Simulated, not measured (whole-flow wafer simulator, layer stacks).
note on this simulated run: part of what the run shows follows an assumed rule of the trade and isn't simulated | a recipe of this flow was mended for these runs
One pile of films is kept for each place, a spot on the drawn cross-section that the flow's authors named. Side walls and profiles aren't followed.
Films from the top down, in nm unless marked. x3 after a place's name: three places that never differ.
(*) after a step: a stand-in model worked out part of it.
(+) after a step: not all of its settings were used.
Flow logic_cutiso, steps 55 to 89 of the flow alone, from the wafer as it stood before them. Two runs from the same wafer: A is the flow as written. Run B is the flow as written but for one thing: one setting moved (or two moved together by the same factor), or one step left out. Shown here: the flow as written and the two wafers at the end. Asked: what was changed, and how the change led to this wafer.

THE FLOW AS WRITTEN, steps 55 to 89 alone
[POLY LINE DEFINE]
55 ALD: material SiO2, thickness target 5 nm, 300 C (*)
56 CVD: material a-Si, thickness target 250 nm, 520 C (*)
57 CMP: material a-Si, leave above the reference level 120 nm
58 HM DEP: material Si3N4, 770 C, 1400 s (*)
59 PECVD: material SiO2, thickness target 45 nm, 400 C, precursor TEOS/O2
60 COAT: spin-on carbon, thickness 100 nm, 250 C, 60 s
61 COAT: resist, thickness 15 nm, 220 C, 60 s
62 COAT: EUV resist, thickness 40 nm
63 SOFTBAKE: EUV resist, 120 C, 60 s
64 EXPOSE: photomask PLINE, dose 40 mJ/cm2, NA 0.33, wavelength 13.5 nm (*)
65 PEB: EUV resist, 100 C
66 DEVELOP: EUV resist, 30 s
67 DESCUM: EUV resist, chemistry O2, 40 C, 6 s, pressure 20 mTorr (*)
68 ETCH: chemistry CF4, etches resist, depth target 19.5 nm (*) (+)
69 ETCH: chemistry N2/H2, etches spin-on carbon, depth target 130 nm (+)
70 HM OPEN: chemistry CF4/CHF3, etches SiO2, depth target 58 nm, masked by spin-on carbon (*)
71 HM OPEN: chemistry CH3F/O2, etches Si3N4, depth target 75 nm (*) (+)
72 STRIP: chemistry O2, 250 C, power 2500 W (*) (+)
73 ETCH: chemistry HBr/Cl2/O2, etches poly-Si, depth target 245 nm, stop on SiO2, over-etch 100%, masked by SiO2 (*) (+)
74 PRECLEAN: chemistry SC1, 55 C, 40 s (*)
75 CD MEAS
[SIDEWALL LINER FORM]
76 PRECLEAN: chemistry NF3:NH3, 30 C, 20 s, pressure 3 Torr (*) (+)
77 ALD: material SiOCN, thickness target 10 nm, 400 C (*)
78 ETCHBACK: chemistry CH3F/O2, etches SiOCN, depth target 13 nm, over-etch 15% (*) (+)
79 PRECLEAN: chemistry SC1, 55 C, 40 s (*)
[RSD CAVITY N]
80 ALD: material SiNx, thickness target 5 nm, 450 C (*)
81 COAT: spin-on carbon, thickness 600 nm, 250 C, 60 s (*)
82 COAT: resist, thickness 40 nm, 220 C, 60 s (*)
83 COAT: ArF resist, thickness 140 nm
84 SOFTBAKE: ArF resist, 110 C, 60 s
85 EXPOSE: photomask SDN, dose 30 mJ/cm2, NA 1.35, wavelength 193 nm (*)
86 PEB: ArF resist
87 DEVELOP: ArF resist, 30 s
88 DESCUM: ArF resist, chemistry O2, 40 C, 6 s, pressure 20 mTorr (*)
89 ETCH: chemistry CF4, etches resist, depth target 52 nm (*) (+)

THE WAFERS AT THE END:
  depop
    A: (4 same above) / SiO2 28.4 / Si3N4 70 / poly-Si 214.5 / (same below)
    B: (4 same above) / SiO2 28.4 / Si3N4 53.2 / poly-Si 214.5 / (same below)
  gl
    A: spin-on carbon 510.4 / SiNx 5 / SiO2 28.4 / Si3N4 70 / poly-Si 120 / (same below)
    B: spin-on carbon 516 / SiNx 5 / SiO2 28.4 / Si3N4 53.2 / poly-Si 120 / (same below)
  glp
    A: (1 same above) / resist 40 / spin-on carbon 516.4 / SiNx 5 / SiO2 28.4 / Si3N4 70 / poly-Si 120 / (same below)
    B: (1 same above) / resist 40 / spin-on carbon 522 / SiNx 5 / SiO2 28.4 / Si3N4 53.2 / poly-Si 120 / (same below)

The cause: step 58, HM DEP: 1064 s was run, where the flow has 1400 s.

How the change led to this, step by step:
  58 HM DEP: material Si3N4, 770 C, 1400 s (*)
      gl, glp, gxn and 11 more: A Si3N4 +70 (new film), poly-Si +120 (new film), a-Si -120 (all of it) | B Si3N4 +53.2 (new film), poly-Si +120 (new film), a-Si -120 (all of it)
      depop, dpovl x3, gfld, gxf, iso, lnri: A Si3N4 +70 (new film), poly-Si +214.5 (new film), a-Si -214.5 (all of it) | B Si3N4 +53.2 (new film), poly-Si +214.5 (new film), a-Si -214.5 (all of it)
  71 HM OPEN: chemistry CH3F/O2, etches Si3N4, depth target 75 nm (*) (+)
      iso, lnr, lnri and 6 more: A Si3N4 -55.2 (all of it), poly-Si -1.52 | B Si3N4 -38.4 (all of it), poly-Si -2.81
